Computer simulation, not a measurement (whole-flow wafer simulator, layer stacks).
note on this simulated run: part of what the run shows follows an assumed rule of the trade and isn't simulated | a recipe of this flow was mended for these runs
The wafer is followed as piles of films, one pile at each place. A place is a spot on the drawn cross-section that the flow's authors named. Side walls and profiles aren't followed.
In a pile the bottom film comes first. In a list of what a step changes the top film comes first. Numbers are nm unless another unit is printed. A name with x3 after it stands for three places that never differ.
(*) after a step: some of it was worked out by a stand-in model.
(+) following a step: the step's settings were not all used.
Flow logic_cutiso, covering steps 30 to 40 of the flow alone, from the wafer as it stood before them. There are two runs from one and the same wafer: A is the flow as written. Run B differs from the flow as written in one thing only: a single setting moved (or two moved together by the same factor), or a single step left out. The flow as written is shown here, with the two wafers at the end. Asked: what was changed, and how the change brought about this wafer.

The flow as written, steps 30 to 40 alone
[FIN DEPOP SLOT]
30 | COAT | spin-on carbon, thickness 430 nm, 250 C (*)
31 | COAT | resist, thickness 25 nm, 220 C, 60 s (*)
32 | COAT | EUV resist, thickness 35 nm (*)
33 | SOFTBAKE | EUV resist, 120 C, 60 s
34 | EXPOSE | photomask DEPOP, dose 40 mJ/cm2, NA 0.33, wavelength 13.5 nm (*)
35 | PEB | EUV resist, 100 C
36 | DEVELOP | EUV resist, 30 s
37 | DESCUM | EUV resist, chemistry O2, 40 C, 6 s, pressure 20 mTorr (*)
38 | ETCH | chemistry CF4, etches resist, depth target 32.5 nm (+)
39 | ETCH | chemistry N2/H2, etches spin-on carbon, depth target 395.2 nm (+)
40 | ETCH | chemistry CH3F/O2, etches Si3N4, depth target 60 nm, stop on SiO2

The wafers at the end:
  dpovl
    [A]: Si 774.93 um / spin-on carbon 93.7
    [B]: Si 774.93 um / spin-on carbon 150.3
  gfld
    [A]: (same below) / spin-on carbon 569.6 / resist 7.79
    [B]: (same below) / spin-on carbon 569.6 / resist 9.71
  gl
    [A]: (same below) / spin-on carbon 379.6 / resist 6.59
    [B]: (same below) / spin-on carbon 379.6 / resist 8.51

Cause: step 39, ETCH: depth target 338.3 nm was run, while the flow as written has depth target 395.2 nm.

How this came from the change, step by step:
  39 | ETCH | chemistry N2/H2, etches spin-on carbon, depth target 395.2 nm (+)
      gl, glp, gxp and 10 more: A EUV resist loses 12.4 (all of it), resist loses 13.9 | B EUV resist loses 12.4 (all of it), resist loses 11.8
      gfld, gxf, gxn, iso, lnr, lnri, rsdx: A EUV resist loses 12.5 (all of it), resist loses 13.9 | B EUV resist loses 12.5 (all of it), resist loses 11.8
      (and at 2 other places as well)
  40 | ETCH | chemistry CH3F/O2, etches Si3N4, depth target 60 nm, stop on SiO2
      depop: A Si3N4 loses 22 (all of it), SiO2 loses 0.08 | B Si3N4 loses 22.6 (all of it), SiO2 loses 0.08
